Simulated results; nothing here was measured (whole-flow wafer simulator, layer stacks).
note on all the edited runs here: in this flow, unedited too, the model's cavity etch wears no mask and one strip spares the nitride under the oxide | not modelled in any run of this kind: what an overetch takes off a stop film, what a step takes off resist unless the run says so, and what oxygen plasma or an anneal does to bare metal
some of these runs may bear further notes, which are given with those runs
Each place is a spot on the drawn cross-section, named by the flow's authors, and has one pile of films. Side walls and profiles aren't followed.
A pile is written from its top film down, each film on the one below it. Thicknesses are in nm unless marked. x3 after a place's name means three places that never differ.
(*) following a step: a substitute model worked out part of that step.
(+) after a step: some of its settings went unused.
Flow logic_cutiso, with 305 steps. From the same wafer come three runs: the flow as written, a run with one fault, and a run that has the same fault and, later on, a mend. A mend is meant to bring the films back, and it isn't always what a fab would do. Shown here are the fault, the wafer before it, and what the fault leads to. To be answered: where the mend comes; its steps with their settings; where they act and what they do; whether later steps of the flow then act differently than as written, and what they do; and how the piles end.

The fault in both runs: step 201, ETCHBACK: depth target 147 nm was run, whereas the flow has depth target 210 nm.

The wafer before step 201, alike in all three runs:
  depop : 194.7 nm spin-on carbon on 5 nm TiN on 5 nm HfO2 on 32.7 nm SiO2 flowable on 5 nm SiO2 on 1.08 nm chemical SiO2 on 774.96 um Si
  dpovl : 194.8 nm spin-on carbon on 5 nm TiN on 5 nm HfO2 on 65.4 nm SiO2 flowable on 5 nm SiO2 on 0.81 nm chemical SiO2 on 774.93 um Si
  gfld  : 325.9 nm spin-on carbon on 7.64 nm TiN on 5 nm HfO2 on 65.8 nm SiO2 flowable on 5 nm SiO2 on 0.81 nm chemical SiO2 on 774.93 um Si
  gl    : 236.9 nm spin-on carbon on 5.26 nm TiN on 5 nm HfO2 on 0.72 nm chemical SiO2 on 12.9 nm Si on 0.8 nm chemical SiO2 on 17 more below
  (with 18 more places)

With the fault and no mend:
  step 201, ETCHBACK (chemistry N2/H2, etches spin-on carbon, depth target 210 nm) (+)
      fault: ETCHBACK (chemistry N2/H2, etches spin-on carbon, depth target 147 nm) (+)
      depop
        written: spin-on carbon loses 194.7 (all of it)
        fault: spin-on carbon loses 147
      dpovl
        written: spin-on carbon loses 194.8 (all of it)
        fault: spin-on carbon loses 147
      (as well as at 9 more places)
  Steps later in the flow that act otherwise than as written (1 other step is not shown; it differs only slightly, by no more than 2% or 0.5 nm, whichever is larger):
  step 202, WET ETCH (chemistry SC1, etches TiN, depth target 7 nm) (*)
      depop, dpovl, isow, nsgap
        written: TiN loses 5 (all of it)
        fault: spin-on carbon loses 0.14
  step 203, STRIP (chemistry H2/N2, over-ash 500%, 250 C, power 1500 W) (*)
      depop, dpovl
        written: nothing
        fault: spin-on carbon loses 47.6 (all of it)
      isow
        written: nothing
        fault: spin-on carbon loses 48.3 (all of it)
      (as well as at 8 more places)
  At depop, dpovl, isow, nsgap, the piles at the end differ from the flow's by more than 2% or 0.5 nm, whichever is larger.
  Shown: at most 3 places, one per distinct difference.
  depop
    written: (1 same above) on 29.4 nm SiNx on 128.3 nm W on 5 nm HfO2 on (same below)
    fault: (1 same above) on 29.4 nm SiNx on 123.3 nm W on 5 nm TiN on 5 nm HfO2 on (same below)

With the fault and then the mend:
  The mend follows step 201.
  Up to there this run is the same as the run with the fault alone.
  step 201a, ETCHBACK (chemistry N2/H2, etches spin-on carbon, depth target 63 nm) (+) (a further turn of the flow's step 201, with different settings)
      gfld, gl, glp, gxf, gxn, gxp, tap
        spin-on carbon loses 63
      depop
        spin-on carbon loses 47.7 (all of it)
      dpovl
        spin-on carbon loses 47.8 (all of it)
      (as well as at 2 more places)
  Every later step of the flow that is run acts as written at every place that is followed.
  At every place that both follow, the piles at the end match the flow's.
